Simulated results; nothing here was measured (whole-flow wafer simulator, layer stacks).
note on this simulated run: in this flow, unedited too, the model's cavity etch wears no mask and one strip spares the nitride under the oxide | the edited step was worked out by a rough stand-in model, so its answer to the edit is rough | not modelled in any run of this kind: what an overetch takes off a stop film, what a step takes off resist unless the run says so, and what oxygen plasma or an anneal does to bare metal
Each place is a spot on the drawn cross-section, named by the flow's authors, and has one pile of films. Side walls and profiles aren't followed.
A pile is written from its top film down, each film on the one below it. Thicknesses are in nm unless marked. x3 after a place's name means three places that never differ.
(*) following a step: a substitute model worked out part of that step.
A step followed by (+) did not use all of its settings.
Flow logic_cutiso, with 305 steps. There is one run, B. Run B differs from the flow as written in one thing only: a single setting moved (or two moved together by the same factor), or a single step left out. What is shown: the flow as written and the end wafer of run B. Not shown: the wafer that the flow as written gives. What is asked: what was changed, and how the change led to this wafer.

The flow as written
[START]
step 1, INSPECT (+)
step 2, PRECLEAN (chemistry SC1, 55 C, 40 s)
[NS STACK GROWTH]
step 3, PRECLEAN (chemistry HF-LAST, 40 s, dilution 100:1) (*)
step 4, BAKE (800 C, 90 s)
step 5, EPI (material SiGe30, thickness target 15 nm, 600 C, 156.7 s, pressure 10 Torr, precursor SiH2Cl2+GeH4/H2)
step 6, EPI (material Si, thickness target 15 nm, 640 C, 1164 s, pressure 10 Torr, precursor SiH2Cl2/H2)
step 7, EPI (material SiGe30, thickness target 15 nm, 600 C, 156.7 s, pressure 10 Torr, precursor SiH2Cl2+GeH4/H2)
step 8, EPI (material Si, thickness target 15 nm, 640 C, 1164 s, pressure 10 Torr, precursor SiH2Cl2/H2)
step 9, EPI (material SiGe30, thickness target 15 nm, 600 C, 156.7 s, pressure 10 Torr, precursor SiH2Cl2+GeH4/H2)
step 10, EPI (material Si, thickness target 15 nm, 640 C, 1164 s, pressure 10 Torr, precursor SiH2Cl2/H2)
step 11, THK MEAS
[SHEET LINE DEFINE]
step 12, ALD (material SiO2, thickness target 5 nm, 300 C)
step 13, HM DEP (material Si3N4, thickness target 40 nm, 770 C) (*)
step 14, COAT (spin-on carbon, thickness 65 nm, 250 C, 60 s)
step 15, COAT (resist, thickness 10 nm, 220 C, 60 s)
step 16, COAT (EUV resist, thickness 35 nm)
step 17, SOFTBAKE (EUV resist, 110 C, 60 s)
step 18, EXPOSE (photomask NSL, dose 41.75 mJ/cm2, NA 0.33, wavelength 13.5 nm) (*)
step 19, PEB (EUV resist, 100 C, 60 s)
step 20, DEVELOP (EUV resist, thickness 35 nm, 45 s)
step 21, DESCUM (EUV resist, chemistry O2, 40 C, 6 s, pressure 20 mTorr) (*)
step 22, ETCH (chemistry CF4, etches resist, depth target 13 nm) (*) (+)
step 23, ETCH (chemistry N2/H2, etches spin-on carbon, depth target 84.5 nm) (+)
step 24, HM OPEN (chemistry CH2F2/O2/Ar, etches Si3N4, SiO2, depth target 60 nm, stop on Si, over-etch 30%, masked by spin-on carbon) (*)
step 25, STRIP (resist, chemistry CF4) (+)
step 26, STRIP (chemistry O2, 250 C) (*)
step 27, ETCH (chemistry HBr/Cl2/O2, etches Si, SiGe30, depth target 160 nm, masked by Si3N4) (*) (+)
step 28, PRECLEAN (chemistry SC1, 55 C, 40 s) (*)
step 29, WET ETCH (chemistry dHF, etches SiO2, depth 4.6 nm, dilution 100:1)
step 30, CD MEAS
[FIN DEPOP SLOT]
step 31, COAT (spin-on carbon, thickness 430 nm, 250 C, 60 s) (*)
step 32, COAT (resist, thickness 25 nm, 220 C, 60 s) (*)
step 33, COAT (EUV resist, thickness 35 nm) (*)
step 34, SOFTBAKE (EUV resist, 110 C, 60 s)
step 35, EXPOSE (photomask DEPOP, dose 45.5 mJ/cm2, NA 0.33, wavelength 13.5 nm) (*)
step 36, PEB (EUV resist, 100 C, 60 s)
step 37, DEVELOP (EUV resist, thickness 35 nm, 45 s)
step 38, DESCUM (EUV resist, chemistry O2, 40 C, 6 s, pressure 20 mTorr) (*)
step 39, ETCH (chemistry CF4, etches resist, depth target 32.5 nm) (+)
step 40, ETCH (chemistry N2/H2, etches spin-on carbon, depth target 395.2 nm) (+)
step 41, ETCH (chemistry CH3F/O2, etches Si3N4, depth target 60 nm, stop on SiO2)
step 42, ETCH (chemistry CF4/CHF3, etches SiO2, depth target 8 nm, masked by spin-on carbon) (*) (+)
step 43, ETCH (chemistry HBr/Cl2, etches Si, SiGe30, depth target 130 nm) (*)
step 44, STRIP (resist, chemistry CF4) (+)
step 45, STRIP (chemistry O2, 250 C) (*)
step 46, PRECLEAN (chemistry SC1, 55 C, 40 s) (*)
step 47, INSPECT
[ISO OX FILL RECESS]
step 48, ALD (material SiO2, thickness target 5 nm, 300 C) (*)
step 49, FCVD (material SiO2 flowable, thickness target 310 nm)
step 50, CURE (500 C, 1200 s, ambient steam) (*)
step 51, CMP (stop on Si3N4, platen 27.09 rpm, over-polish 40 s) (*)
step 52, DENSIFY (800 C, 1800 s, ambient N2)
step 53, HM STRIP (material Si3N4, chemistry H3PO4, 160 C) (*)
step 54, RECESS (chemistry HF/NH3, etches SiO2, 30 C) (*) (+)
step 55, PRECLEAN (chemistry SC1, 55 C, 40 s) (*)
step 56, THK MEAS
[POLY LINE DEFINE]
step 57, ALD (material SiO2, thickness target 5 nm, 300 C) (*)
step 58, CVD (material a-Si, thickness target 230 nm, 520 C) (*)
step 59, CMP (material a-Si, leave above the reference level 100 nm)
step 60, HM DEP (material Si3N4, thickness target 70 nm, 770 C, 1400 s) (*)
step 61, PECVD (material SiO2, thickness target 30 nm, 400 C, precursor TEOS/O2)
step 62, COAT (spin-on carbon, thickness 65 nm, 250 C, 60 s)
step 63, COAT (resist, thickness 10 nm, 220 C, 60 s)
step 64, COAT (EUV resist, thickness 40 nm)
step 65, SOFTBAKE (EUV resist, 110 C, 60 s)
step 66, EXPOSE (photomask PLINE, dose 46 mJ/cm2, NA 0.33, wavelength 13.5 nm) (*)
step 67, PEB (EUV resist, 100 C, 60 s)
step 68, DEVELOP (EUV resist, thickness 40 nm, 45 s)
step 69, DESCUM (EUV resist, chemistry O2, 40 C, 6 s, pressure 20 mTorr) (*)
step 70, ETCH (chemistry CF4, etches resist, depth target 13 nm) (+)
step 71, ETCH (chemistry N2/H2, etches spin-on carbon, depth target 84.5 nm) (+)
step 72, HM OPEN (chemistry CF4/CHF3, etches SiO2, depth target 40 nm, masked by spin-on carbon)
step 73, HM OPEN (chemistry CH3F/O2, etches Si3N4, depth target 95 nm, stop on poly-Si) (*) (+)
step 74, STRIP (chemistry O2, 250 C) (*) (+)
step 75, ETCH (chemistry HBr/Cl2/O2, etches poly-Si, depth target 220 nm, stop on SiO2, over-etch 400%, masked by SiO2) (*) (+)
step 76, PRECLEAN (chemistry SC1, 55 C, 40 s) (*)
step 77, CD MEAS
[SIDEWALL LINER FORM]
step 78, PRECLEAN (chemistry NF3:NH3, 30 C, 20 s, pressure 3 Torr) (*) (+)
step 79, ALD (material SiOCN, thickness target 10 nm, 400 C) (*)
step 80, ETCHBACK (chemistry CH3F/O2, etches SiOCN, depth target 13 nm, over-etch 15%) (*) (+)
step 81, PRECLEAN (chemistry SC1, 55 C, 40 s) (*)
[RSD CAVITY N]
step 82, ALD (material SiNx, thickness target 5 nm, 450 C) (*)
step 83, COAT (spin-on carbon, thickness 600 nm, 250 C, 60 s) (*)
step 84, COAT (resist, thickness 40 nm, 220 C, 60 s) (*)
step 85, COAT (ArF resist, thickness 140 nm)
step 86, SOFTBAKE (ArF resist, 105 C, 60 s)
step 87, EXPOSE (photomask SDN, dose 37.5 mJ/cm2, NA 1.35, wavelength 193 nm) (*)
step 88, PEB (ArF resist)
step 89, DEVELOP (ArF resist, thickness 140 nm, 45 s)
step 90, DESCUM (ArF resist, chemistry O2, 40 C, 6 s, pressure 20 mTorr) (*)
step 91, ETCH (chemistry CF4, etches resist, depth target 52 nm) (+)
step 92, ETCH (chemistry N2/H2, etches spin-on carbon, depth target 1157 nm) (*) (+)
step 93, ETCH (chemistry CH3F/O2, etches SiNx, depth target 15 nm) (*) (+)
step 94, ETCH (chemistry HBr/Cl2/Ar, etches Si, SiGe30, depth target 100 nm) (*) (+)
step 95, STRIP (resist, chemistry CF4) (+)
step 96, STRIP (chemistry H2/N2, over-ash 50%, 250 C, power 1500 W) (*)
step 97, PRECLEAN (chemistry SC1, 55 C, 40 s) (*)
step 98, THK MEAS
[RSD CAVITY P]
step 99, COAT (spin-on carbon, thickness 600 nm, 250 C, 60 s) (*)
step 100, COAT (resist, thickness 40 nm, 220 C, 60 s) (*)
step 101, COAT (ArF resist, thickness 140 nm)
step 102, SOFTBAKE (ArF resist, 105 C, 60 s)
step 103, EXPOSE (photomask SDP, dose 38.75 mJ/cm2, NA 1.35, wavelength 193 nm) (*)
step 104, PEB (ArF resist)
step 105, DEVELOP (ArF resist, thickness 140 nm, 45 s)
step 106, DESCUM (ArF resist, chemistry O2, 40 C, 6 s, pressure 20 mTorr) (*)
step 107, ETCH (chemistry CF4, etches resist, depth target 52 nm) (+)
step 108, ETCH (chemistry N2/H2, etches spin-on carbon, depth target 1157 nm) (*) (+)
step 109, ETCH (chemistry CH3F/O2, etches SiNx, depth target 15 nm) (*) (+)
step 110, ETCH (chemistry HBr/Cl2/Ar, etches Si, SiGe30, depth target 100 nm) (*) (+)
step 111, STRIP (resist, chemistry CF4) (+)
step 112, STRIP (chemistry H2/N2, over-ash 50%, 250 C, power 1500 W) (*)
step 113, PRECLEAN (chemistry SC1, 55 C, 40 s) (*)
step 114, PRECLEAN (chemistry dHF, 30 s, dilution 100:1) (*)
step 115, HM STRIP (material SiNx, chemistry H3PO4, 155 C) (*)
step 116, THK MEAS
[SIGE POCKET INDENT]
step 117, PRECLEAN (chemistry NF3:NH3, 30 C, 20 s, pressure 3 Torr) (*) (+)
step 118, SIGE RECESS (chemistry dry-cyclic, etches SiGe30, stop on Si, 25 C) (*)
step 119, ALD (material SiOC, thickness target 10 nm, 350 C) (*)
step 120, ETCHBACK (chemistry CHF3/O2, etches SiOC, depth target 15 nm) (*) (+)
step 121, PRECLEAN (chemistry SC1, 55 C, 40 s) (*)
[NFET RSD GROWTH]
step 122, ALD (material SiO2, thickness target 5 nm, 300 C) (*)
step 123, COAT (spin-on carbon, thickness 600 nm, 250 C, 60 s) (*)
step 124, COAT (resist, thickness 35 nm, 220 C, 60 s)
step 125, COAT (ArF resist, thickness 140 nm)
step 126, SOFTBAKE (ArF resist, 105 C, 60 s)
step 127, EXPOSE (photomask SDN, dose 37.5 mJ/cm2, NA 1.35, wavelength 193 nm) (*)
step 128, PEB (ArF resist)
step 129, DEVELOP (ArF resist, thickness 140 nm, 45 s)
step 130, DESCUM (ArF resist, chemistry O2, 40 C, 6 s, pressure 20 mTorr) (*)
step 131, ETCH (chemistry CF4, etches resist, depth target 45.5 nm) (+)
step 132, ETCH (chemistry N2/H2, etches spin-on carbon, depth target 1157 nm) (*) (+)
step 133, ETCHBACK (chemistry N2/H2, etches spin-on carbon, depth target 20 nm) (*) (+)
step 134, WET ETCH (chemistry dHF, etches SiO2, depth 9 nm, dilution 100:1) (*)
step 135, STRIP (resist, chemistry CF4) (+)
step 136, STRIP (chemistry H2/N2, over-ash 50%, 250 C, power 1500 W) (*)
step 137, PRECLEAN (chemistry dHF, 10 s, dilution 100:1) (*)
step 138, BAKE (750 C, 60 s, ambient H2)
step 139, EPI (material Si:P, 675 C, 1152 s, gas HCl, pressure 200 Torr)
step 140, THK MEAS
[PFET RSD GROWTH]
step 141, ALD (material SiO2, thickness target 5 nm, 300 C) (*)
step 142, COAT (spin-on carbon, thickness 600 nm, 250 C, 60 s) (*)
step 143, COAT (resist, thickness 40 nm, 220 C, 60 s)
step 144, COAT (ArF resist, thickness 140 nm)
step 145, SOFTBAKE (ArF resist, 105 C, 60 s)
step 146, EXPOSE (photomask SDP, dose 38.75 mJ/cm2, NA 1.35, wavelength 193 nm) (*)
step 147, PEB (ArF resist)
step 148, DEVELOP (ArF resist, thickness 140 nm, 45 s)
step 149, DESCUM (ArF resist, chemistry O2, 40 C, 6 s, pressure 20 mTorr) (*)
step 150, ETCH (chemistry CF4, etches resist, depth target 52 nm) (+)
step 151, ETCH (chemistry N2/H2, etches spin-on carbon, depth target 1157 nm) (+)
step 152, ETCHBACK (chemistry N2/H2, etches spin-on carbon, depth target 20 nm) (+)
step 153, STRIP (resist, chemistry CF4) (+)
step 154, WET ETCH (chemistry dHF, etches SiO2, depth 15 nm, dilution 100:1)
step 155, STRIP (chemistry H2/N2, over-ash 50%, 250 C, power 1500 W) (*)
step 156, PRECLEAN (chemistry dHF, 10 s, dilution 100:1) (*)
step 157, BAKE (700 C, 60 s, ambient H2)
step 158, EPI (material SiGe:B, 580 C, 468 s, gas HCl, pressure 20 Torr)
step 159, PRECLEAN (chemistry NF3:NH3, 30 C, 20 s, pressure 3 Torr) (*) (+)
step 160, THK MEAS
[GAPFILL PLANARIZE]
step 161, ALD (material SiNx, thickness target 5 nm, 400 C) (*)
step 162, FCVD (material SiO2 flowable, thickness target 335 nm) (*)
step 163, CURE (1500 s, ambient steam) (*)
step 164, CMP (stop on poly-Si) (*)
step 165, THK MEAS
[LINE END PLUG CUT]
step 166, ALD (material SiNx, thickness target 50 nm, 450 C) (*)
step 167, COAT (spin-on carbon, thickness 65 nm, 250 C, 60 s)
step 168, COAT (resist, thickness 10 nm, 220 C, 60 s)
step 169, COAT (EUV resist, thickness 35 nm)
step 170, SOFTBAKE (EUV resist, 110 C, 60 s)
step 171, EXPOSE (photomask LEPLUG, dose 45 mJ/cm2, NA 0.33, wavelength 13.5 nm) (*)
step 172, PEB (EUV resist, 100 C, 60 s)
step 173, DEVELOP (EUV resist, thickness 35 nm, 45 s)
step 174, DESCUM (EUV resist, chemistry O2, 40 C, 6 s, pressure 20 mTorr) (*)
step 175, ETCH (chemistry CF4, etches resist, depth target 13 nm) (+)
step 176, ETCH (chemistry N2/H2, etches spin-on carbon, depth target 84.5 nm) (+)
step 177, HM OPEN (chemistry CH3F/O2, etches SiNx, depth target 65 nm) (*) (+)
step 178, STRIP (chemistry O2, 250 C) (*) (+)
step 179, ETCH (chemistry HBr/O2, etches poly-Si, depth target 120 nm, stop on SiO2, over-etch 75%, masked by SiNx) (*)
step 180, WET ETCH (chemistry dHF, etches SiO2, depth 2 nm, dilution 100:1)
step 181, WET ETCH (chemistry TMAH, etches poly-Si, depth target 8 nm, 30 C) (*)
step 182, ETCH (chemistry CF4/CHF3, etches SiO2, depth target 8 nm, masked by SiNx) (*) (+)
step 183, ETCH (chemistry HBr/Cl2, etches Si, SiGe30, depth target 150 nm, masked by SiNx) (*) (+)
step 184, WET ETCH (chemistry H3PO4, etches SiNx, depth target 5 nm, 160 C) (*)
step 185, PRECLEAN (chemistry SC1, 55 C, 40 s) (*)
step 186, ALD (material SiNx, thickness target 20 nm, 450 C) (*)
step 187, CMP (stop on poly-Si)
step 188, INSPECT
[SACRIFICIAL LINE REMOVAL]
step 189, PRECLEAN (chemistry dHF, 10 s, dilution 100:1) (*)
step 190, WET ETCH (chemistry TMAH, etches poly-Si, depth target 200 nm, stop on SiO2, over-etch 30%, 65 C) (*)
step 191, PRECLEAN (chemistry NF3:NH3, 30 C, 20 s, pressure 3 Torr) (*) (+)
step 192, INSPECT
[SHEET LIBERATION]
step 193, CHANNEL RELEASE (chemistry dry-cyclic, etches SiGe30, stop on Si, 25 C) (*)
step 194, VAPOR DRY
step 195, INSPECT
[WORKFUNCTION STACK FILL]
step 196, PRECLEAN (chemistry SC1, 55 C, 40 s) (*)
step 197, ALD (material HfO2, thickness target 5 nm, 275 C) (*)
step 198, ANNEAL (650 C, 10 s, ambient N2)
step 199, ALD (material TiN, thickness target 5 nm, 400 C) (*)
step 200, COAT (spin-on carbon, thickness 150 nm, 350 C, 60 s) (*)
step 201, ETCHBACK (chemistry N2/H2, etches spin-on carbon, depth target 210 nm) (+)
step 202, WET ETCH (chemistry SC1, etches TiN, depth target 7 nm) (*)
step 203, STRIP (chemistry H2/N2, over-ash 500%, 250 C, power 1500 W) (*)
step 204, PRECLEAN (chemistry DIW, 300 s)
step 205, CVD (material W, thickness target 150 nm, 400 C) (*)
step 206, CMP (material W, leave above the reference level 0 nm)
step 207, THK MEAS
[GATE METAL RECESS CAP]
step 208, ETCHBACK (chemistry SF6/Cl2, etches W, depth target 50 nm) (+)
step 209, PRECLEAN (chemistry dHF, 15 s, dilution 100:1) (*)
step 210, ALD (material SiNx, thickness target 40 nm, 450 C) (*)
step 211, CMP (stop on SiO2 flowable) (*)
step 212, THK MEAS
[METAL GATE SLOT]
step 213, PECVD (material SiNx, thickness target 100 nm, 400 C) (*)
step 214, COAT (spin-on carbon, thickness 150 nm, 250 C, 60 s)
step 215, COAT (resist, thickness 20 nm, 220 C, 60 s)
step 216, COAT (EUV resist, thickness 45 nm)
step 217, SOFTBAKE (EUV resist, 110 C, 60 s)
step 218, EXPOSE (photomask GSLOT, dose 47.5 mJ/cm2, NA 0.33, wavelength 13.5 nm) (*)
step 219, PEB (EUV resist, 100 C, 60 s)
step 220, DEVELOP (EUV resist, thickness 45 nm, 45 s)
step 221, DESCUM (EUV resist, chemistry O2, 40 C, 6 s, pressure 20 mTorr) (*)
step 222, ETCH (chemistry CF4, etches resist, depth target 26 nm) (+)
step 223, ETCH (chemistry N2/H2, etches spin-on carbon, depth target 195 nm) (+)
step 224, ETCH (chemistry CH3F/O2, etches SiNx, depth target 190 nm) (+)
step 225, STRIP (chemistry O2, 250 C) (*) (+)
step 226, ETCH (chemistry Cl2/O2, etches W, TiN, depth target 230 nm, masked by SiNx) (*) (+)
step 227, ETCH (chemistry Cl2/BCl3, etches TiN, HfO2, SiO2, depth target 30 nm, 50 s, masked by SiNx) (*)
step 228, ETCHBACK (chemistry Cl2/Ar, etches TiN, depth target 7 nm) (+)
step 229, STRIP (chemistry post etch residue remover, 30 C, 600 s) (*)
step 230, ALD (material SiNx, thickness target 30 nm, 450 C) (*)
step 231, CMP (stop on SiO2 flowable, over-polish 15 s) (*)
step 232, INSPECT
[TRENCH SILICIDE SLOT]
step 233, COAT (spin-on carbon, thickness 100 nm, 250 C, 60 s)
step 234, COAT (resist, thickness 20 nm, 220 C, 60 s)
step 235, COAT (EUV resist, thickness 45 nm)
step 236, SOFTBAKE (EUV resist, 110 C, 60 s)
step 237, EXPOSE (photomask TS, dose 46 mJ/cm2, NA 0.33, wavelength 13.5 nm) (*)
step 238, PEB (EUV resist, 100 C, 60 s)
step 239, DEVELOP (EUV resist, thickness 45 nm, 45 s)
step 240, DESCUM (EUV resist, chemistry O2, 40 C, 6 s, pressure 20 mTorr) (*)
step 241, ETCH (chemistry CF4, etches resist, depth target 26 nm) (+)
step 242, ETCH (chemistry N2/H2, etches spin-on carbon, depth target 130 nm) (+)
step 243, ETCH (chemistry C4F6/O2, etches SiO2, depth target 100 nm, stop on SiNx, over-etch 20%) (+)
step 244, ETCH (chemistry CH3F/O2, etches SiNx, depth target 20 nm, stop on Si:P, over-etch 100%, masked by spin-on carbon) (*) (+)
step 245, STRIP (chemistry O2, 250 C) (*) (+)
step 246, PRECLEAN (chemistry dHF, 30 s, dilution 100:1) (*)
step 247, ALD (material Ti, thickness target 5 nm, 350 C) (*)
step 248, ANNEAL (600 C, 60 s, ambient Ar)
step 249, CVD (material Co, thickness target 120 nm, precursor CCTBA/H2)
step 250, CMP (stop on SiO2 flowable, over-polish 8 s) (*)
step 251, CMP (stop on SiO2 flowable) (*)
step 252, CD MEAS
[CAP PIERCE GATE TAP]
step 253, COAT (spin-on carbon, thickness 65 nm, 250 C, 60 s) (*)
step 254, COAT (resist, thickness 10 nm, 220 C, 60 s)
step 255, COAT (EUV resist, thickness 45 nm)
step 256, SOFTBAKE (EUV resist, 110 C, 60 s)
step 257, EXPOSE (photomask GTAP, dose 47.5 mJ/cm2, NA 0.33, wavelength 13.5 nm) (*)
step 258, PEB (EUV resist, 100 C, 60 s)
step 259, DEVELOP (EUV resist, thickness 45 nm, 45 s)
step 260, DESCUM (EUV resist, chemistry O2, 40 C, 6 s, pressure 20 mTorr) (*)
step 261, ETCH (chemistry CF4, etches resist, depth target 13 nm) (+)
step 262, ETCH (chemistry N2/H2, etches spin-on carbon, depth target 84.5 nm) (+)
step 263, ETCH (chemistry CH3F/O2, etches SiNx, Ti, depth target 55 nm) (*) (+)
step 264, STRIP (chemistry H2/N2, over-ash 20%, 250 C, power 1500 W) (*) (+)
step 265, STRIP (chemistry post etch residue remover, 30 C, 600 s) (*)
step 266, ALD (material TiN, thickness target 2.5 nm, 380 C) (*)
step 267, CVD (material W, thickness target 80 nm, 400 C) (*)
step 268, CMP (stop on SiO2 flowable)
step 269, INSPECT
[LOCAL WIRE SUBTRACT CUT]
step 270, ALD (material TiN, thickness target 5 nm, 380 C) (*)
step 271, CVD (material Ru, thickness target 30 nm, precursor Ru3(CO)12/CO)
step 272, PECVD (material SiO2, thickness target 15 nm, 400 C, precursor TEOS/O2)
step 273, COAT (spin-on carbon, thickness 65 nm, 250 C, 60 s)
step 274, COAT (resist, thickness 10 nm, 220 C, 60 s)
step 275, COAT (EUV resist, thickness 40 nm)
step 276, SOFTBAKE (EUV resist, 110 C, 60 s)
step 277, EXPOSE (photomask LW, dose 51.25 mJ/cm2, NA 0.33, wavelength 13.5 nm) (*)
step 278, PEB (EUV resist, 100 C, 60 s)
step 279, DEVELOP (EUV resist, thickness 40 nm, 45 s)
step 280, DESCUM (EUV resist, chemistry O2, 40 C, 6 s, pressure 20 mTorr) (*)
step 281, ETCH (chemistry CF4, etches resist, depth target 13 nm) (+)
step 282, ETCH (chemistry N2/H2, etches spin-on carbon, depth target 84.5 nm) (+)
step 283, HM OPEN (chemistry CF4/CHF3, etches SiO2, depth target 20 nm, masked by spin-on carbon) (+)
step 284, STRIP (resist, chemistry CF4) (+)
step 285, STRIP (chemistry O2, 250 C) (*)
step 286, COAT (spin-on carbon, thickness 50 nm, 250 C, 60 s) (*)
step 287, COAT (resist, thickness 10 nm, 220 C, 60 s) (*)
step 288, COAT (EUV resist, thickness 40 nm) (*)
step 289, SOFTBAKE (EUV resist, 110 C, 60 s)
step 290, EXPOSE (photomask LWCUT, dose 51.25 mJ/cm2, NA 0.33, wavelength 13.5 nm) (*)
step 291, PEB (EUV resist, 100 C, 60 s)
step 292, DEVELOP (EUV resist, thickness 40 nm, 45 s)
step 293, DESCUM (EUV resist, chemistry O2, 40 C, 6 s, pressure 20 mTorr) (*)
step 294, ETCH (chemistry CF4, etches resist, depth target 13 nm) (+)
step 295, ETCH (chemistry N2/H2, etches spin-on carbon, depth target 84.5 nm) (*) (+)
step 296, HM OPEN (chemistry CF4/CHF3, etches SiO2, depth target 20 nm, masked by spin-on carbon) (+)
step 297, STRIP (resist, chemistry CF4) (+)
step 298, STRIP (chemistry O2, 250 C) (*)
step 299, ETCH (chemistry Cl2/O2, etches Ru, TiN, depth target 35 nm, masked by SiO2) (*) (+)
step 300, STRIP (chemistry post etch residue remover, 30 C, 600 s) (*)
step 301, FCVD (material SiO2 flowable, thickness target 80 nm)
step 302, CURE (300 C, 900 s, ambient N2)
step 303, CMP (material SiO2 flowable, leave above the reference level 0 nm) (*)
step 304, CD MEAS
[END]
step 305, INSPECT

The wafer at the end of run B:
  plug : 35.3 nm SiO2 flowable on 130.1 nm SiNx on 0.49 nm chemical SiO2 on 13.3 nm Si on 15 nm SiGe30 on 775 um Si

What caused this: step 183, ETCH: depth target 60 nm was run, while the flow as written has depth target 150 nm.

The path from the change to this, step by step:
  step 183, ETCH (chemistry HBr/Cl2, etches Si, SiGe30, depth target 150 nm, masked by SiNx) (*) (+)
      plug: under 1 film: SiGe30 loses 15 (all of it), Si loses 15 (all of it), SiGe30 loses 15 (all of it), Si loses 15 (all of it) (in the flow as written it would be: Si loses 13.6 (all of it), SiGe30 loses 15 (all of it), Si loses 15 (all of it), SiGe30 loses 15 (all of it), Si loses 15 (all of it), SiGe30 loses 15 (all of it), Si loses 61.4)
      depop, dpovl, gfld and 18 more: SiNx loses 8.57 (in the flow as written it would be: SiNx loses 21.4)
  step 186, ALD (material SiNx, thickness target 20 nm, 450 C) (*)
      plug: SiNx gains 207 (new film) (in the flow as written it would be: SiNx gains 284.2 (new film))
  step 187, CMP (stop on poly-Si)
      depop, dpovl, gfld and 18 more: SiNx loses 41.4 (all of it) (in the flow as written it would be: SiNx loses 28.6 (all of it))
      plug: SiNx loses 41.4 (in the flow as written it would be: SiNx loses 28.6)
